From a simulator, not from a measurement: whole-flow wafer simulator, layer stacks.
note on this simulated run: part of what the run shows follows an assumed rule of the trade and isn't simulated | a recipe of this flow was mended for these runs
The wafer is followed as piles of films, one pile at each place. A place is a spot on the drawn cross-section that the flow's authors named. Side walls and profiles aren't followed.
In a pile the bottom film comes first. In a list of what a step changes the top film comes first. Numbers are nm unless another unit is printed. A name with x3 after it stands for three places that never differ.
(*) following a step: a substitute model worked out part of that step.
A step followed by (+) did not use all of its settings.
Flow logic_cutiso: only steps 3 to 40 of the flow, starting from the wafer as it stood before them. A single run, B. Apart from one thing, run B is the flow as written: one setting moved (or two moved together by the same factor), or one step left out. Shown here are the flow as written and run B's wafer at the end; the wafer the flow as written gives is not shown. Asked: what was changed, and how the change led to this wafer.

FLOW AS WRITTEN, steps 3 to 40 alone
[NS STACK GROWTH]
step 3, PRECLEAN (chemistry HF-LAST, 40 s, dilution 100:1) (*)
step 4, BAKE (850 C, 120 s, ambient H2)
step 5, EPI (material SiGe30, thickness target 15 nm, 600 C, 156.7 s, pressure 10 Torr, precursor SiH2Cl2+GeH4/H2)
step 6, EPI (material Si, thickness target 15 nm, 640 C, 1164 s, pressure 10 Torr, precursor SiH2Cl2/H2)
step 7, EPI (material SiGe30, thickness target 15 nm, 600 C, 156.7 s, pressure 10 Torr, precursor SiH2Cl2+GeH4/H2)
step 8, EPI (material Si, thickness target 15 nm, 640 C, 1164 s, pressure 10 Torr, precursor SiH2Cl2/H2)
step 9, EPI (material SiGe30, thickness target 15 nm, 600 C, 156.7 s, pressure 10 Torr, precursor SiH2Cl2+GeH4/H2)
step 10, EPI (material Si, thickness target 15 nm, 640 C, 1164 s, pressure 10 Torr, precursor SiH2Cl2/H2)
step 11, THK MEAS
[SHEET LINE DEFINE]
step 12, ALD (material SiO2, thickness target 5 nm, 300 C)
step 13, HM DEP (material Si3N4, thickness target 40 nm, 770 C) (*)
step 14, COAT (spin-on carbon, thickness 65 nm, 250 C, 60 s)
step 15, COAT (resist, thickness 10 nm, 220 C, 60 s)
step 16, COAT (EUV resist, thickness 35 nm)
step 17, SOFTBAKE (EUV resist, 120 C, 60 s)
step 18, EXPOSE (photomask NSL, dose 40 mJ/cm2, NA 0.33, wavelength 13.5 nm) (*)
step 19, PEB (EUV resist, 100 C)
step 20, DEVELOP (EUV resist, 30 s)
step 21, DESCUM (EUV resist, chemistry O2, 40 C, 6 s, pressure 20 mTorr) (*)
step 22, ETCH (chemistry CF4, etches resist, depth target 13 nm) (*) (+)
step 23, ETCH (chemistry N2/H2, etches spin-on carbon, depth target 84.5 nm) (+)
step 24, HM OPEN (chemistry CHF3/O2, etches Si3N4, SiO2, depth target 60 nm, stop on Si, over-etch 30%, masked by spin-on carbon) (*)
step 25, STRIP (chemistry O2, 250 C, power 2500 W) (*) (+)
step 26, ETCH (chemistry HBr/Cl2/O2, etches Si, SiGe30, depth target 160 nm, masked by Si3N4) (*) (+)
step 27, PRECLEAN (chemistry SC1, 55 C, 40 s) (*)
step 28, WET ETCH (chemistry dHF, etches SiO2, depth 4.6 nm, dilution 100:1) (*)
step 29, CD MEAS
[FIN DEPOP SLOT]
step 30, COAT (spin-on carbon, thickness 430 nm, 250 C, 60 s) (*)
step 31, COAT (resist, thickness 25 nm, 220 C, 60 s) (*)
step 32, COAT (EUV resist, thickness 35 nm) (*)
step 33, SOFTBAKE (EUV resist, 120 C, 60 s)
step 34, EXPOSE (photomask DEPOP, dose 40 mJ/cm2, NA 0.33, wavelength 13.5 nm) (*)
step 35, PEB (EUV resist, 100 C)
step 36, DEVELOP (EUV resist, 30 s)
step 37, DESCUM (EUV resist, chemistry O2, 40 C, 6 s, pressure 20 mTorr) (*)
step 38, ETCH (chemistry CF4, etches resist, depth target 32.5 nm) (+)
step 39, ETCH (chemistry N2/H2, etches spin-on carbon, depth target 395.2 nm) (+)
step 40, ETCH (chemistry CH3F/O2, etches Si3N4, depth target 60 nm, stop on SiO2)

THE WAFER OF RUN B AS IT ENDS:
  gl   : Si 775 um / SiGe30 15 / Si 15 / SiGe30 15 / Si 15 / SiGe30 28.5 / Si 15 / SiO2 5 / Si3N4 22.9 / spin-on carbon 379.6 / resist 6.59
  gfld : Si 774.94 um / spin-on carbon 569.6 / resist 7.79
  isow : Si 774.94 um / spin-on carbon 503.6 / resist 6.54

Cause: step 9, EPI: thickness target 28.5 nm was run, though the flow has thickness target 15 nm; step 9, EPI: 297.7 s was run, where the flow has 156.7 s.
The wafer itself shows it: gl has SiGe30 28.5, and step 9 as written asks for 15 nm.

How this came from the change, step by step:
  step 9, EPI (material SiGe30, thickness target 15 nm, 600 C, 156.7 s, pressure 10 Torr, precursor SiH2Cl2+GeH4/H2)
      depop, dpovl, gfld and 19 more: SiGe30 gains 28.5 (new film) (in the flow as written it would be: SiGe30 gains 15 (new film))
  step 26, ETCH (chemistry HBr/Cl2/O2, etches Si, SiGe30, depth target 160 nm, masked by Si3N4) (*) (+)
      dpovl, gfld, gxf, iso, isow, lnri, nsgap: chemical SiO2 loses 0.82 (all of it), Si loses 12 (all of it), SiGe30 loses 28.5 (all of it), Si loses 15 (all of it), SiGe30 loses 15 (all of it), Si loses 15 (all of it), SiGe30 loses 15 (all of it), Si loses 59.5 (in the flow as written it would be: chemical SiO2 loses 0.82 (all of it), Si loses 12 (all of it), SiGe30 loses 15 (all of it), Si loses 15 (all of it), SiGe30 loses 15 (all of it), Si loses 15 (all of it), SiGe30 loses 15 (all of it), Si loses 73)
